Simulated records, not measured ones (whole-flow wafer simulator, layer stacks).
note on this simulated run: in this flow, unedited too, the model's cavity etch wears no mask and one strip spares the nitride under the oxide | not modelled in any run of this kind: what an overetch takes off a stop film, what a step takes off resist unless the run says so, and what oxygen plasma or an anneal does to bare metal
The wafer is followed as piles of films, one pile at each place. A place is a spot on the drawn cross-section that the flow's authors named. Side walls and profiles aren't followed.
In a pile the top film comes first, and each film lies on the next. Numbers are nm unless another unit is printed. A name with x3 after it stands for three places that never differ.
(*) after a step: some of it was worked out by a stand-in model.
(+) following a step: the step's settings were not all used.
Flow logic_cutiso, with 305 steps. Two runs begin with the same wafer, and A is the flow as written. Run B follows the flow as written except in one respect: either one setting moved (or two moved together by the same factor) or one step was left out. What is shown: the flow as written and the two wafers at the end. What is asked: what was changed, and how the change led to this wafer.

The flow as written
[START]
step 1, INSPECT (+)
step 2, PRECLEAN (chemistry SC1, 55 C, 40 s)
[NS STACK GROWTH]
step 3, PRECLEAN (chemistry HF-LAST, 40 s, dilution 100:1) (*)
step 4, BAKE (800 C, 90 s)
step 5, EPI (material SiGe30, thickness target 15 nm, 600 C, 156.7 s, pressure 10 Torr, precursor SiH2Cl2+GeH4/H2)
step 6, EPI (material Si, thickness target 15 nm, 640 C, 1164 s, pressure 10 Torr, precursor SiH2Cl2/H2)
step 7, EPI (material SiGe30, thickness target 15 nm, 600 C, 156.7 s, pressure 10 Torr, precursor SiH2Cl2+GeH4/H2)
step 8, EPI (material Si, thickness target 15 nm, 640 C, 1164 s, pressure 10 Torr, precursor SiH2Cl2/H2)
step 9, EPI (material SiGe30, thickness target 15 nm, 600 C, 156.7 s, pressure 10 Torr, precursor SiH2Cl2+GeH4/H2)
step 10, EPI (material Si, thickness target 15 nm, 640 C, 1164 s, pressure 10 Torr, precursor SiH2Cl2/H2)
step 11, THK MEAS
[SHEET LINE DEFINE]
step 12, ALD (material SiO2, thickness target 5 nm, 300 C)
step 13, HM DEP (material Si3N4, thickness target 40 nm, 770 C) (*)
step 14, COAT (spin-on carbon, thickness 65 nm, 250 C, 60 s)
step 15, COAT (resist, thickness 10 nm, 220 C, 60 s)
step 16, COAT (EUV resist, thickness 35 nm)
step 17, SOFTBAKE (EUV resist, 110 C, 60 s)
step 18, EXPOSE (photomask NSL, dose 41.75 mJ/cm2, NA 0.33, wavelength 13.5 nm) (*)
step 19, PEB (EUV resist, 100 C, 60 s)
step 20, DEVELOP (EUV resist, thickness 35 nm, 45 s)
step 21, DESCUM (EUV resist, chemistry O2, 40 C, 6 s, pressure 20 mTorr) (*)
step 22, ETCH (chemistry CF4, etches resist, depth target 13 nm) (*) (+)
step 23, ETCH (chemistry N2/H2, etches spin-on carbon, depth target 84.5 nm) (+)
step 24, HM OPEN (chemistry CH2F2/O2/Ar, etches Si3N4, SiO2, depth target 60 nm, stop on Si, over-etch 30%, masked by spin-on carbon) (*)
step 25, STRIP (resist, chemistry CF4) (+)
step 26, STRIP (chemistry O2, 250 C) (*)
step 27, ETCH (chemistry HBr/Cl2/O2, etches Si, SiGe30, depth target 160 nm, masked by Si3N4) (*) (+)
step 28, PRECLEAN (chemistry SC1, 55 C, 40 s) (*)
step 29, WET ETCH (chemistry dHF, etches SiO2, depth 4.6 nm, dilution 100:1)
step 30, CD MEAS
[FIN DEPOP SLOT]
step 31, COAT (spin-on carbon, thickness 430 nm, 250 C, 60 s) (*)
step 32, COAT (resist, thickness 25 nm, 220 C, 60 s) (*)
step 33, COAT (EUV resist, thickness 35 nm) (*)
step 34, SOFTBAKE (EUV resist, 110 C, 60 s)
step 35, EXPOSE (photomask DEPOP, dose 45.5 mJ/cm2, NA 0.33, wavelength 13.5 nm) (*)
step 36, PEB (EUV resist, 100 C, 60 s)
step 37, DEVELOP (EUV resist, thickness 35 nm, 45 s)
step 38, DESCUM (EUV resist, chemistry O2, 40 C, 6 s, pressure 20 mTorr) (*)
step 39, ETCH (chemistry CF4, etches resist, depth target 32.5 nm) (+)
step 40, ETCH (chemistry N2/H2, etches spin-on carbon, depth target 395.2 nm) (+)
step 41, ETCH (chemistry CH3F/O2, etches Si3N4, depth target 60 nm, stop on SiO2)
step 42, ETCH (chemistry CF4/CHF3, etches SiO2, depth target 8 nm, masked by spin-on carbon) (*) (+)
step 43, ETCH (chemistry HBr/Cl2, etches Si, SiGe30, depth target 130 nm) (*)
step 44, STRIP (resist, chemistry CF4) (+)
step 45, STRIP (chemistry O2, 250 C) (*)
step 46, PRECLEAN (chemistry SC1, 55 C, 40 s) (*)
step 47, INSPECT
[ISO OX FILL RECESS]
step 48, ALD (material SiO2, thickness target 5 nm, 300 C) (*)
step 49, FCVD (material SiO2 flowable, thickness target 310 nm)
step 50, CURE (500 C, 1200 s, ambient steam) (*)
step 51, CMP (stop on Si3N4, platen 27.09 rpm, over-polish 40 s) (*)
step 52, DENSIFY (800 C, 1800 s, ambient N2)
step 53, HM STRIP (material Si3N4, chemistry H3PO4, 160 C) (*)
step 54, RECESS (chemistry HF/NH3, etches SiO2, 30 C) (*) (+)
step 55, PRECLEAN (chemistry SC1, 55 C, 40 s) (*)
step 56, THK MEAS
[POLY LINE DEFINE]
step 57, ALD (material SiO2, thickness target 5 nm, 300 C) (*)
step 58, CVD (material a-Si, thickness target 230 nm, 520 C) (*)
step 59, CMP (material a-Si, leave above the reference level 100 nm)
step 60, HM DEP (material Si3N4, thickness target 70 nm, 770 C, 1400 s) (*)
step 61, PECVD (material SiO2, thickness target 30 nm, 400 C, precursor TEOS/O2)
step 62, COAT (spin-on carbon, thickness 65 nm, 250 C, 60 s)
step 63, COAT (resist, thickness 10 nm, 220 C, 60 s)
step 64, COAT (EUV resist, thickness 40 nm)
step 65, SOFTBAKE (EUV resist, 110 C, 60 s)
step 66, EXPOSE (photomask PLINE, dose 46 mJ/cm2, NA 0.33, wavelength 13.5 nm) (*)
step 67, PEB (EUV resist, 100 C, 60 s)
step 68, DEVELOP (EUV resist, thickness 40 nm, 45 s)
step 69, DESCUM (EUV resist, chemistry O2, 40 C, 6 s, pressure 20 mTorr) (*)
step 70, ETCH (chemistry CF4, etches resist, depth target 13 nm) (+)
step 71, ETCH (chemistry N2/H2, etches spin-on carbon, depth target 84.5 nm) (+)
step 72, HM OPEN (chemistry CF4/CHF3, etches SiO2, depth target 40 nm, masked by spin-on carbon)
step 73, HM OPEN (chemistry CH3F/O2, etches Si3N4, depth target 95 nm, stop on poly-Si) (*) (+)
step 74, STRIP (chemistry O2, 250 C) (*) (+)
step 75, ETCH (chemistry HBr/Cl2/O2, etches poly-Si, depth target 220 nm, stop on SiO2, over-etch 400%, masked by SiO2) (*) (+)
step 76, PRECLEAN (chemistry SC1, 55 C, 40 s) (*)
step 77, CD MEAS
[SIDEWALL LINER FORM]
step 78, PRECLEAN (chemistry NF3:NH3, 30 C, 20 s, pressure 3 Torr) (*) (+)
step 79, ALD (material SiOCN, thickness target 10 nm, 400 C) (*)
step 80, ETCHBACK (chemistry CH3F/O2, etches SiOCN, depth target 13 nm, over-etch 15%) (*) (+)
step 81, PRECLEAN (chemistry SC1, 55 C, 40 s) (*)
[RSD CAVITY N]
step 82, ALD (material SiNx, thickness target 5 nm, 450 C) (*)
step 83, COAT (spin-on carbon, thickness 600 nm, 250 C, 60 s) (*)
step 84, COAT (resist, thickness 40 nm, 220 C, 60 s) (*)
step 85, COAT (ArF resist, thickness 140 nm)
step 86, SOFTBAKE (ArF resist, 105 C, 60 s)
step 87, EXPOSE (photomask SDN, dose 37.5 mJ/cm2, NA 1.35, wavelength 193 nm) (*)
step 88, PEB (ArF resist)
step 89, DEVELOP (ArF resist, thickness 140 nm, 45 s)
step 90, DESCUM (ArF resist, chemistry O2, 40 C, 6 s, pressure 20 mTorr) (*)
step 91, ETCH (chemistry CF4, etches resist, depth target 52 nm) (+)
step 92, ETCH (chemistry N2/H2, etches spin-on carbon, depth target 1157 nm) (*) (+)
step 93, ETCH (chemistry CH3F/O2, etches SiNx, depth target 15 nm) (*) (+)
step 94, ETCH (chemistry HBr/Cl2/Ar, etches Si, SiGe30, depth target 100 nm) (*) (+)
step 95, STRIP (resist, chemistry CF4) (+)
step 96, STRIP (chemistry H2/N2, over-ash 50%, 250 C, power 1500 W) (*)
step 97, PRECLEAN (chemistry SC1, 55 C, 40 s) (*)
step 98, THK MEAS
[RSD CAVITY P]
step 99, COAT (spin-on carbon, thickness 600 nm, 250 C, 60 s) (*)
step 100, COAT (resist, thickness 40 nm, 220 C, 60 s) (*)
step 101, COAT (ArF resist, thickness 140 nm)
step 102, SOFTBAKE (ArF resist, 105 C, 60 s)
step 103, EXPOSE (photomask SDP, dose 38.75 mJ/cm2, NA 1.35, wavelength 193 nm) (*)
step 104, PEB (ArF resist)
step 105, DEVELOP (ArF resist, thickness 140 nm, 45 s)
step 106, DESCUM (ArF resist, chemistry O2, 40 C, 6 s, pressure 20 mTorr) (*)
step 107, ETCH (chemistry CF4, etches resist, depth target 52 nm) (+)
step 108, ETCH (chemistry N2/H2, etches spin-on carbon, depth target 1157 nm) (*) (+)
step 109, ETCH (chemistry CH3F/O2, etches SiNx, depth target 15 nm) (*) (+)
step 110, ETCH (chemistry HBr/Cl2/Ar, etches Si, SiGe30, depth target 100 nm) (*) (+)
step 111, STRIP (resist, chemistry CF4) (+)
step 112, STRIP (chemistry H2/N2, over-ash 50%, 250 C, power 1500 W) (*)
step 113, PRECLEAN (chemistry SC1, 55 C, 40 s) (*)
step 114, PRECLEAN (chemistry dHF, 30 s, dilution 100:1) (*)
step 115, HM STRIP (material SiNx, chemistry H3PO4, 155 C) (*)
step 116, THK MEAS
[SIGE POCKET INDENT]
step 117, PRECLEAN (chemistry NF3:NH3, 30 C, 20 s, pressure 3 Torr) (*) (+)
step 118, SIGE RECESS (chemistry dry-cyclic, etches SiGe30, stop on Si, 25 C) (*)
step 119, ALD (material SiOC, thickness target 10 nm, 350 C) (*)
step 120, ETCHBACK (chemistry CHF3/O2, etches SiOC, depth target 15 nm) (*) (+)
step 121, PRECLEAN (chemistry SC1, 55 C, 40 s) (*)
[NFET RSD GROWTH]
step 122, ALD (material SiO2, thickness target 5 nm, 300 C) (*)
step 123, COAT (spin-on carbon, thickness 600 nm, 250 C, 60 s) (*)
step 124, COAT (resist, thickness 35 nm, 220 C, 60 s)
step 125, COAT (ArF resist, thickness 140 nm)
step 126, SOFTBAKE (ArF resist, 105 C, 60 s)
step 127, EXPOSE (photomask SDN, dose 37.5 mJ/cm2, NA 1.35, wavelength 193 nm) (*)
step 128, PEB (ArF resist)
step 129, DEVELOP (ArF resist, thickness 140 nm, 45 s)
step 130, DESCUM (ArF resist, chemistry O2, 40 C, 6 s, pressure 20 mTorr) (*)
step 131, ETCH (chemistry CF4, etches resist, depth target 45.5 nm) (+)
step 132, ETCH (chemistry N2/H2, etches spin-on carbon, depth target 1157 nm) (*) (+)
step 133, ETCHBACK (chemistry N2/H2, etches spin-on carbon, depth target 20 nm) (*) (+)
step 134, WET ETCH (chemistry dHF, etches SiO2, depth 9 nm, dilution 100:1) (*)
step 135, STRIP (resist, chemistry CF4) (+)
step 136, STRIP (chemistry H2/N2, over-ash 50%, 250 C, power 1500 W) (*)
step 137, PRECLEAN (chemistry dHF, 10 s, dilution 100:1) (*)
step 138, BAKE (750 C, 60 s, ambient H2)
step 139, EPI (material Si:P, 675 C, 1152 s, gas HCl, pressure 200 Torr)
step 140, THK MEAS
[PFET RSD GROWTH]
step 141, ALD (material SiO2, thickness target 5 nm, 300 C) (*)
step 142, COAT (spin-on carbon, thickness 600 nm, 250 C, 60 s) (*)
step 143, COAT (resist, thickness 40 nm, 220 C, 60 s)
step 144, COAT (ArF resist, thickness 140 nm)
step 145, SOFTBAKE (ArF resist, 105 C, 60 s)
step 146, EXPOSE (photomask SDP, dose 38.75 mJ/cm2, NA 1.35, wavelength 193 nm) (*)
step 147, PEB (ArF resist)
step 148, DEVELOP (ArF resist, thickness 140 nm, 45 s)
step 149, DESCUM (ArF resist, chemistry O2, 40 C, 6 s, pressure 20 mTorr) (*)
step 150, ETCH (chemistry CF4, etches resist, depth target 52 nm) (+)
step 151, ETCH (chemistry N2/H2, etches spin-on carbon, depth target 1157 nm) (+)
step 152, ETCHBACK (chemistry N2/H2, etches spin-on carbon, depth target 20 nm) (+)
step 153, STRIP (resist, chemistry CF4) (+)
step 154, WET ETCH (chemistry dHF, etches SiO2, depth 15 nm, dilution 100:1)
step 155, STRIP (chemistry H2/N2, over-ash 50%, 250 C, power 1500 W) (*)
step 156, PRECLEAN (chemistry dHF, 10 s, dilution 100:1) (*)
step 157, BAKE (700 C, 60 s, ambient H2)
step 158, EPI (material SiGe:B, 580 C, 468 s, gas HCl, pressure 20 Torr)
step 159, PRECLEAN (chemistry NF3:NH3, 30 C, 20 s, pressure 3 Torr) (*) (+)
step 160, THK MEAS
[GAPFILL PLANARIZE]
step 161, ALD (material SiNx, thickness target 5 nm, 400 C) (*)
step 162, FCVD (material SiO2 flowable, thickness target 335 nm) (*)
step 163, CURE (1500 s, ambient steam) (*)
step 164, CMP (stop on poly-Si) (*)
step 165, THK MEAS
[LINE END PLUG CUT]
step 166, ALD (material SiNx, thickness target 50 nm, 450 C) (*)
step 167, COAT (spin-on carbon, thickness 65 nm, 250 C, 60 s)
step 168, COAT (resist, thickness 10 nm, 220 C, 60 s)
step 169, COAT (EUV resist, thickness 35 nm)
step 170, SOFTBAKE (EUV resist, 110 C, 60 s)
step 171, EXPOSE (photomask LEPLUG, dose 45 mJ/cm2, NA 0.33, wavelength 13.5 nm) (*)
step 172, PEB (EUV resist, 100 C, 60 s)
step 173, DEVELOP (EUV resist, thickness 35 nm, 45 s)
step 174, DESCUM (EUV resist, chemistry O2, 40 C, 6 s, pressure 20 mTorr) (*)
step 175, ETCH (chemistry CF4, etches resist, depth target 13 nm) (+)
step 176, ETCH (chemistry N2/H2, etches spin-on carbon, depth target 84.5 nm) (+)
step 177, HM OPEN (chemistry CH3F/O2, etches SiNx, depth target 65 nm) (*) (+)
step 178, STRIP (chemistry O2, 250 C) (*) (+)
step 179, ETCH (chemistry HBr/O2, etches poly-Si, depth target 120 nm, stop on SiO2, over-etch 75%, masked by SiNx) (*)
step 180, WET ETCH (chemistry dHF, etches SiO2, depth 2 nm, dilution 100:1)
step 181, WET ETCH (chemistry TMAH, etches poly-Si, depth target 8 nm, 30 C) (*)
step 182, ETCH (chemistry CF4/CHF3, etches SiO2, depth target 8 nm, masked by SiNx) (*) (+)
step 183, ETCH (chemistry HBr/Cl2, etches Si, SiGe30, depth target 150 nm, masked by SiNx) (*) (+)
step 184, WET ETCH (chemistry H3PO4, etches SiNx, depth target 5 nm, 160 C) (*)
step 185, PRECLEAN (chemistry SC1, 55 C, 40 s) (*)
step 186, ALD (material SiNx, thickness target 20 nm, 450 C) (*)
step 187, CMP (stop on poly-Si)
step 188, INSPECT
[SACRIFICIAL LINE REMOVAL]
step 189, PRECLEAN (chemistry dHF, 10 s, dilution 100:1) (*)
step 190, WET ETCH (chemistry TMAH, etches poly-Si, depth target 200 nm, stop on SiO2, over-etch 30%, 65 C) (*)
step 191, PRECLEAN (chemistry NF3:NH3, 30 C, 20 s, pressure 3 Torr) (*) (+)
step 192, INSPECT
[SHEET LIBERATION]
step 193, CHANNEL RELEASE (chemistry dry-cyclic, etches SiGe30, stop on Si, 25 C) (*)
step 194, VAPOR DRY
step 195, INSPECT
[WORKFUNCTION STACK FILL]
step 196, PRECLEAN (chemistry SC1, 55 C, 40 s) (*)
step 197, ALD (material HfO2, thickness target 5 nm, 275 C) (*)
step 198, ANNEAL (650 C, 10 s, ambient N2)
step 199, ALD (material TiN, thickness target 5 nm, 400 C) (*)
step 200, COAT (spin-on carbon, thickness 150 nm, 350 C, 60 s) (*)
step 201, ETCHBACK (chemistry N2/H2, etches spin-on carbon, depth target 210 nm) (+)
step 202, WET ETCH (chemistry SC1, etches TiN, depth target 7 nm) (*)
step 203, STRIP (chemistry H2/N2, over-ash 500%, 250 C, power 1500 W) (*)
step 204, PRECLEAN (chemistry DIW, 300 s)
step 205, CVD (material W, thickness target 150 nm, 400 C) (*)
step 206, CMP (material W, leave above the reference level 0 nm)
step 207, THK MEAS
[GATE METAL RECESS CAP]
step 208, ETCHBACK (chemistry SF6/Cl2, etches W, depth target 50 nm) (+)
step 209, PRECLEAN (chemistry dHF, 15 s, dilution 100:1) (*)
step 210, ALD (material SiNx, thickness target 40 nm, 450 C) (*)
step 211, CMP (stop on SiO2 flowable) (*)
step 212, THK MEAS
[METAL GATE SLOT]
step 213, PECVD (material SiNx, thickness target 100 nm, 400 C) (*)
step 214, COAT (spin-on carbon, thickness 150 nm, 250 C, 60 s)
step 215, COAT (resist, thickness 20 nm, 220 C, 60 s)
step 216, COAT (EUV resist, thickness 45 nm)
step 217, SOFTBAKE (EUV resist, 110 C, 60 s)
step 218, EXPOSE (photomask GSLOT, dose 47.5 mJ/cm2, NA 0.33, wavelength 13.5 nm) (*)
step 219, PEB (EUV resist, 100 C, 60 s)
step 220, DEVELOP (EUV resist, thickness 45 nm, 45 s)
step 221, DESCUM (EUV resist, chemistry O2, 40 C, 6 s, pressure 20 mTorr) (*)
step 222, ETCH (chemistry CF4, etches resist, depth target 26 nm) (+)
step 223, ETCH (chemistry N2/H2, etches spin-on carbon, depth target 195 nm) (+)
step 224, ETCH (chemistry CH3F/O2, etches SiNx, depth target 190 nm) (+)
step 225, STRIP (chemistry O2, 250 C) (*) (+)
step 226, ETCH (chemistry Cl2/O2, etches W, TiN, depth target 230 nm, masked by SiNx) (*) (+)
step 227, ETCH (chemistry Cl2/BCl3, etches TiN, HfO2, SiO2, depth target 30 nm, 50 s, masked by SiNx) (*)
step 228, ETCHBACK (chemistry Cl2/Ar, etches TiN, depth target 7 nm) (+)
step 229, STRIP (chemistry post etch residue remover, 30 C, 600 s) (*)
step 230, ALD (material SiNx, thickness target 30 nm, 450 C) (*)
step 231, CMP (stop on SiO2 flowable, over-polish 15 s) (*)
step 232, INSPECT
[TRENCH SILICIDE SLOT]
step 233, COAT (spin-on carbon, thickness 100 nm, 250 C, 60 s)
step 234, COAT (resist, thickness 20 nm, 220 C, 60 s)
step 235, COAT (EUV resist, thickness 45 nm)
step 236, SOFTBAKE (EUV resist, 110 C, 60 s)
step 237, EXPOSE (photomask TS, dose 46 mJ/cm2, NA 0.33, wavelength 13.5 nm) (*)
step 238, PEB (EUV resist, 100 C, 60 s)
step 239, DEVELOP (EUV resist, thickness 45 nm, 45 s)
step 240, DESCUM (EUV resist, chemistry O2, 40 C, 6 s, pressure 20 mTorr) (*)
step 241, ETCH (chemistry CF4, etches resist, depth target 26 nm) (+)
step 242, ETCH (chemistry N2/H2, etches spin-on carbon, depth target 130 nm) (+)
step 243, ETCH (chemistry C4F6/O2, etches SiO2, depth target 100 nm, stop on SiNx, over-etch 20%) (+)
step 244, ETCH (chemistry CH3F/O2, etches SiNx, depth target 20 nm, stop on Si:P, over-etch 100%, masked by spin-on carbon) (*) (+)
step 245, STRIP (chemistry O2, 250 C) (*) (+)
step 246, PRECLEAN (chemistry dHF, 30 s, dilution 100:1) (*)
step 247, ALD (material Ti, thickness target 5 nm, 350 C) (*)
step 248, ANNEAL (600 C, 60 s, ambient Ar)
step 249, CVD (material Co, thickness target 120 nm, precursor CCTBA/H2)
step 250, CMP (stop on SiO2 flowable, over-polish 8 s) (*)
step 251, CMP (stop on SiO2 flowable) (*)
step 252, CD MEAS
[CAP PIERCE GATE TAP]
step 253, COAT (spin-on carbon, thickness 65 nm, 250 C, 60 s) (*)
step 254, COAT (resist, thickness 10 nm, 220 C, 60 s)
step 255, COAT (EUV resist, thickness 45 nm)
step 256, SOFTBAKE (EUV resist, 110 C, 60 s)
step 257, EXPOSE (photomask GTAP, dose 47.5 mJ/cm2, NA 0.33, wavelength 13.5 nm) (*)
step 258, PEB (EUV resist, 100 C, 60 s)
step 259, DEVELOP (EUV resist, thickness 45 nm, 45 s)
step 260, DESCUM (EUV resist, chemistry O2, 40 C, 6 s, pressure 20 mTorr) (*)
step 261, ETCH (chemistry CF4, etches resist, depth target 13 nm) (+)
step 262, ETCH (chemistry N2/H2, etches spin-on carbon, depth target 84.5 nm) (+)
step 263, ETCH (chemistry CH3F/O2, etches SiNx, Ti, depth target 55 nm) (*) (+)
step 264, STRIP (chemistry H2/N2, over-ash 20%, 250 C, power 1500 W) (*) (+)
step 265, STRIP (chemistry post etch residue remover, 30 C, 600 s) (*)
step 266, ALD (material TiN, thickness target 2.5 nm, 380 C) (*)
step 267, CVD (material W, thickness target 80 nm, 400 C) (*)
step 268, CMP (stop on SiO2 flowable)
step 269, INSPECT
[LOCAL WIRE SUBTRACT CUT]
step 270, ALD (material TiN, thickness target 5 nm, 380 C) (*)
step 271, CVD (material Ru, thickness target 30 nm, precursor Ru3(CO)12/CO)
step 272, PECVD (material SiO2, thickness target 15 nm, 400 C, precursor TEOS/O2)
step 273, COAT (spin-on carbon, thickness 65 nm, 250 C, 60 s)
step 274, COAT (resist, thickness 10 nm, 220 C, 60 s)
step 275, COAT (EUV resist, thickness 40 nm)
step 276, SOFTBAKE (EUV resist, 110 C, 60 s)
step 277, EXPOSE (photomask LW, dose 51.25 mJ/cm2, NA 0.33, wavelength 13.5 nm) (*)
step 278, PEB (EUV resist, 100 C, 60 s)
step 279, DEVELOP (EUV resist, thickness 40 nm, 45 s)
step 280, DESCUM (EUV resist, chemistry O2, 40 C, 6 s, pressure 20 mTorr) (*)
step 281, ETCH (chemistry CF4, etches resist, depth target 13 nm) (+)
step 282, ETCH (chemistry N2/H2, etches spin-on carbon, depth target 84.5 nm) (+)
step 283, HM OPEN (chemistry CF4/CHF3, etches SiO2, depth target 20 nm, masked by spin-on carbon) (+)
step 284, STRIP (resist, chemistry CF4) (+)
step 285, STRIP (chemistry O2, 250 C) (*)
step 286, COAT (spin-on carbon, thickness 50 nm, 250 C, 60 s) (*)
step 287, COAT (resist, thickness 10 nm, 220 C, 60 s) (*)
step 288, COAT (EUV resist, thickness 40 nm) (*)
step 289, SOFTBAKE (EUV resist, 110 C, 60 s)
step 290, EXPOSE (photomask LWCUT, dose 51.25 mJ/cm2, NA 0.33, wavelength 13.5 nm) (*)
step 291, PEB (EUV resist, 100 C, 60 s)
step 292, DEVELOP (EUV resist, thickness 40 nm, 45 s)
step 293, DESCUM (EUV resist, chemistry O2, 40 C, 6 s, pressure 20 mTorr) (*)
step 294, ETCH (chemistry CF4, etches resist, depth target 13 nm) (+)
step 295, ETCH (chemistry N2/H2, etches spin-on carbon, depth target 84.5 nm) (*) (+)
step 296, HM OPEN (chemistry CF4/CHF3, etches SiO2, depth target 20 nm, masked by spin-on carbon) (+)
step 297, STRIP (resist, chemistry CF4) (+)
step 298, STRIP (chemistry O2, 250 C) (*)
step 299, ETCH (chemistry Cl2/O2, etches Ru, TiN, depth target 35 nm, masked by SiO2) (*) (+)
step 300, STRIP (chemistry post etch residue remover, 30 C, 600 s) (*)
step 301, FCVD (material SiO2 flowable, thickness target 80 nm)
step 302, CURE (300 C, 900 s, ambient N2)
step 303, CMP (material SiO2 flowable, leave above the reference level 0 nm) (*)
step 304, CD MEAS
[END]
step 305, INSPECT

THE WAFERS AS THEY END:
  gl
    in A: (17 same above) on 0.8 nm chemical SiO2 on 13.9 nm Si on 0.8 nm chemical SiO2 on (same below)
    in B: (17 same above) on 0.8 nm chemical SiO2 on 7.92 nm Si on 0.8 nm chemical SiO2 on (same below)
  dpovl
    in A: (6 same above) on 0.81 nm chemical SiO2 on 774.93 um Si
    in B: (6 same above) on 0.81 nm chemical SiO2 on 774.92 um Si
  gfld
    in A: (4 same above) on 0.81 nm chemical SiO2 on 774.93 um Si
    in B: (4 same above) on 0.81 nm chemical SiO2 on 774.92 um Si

Cause: step 6, EPI: thickness target 9 nm was run, while the flow as written has thickness target 15 nm; step 6, EPI: 698.6 s was run, where the flow has 1164 s.

Step by step, how the change led to this:
  step 6, EPI (material Si, thickness target 15 nm, 640 C, 1164 s, pressure 10 Torr, precursor SiH2Cl2/H2)
      depop, dpovl, gfld and 19 more: A +15 Si (new film) | B +9 Si (new film)
  step 27, ETCH (chemistry HBr/Cl2/O2, etches Si, SiGe30, depth target 160 nm, masked by Si3N4) (*) (+)
      gfld, gxf, iso, lnri: A -0.79 chemical SiO2 (all of it), -11.4 Si (all of it), -15 SiGe30 (all of it), -15 Si (all of it), -15 SiGe30 (all of it), -15 Si (all of it), -15 SiGe30 (all of it), -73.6 Si | B -0.79 chemical SiO2 (all of it), -11.4 Si (all of it), -15 SiGe30 (all of it), -15 Si (all of it), -15 SiGe30 (all of it), -9 Si (all of it), -15 SiGe30 (all of it), -79.6 Si
      dpovl, nsgap: A -0.79 chemical SiO2 (all of it), -11.8 Si (all of it), -15 SiGe30 (all of it), -15 Si (all of it), -15 SiGe30 (all of it), -15 Si (all of it), -15 SiGe30 (all of it), -73.2 Si | B -0.79 chemical SiO2 (all of it), -11.8 Si (all of it), -15 SiGe30 (all of it), -15 Si (all of it), -15 SiGe30 (all of it), -9 Si (all of it), -15 SiGe30 (all of it), -79.2 Si
      (as well as at 1 more place)
  step 43, ETCH (chemistry HBr/Cl2, etches Si, SiGe30, depth target 130 nm) (*)
      depop: A -14 Si (all of it), -15 SiGe30 (all of it), -15 Si (all of it), -15 SiGe30 (all of it), -15 Si (all of it), -15 SiGe30 (all of it), -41 Si | B -14 Si (all of it), -15 SiGe30 (all of it), -15 Si (all of it), -15 SiGe30 (all of it), -9 Si (all of it), -15 SiGe30 (all of it), -47 Si
  step 94, ETCH (chemistry HBr/Cl2/Ar, etches Si, SiGe30, depth target 100 nm) (*) (+)
      rsdn, rsdx: A -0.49 chemical SiO2 (all of it), -12.8 Si (all of it), -15 SiGe30 (all of it), -15 Si (all of it), -15 SiGe30 (all of it), -15 Si (all of it), -15 SiGe30 (all of it), -12.2 Si | B -0.49 chemical SiO2 (all of it), -12.8 Si (all of it), -15 SiGe30 (all of it), -15 Si (all of it), -15 SiGe30 (all of it), -9 Si (all of it), -15 SiGe30 (all of it), -18.2 Si
  step 110, ETCH (chemistry HBr/Cl2/Ar, etches Si, SiGe30, depth target 100 nm) (*) (+)
      rsdp, rsdw: A -0.49 chemical SiO2 (all of it), -12.8 Si (all of it), -15 SiGe30 (all of it), -15 Si (all of it), -15 SiGe30 (all of it), -15 Si (all of it), -15 SiGe30 (all of it), -12.2 Si | B -0.49 chemical SiO2 (all of it), -12.8 Si (all of it), -15 SiGe30 (all of it), -15 Si (all of it), -15 SiGe30 (all of it), -9 Si (all of it), -15 SiGe30 (all of it), -18.2 Si
  step 183, ETCH (chemistry HBr/Cl2, etches Si, SiGe30, depth target 150 nm, masked by SiNx) (*) (+)
      plug: A -13.6 Si (all of it), -15 SiGe30 (all of it), -15 Si (all of it), -15 SiGe30 (all of it), -15 Si (all of it), -15 SiGe30 (all of it), -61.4 Si | B -13.6 Si (all of it), -15 SiGe30 (all of it), -15 Si (all of it), -15 SiGe30 (all of it), -9 Si (all of it), -15 SiGe30 (all of it), -67.4 Si
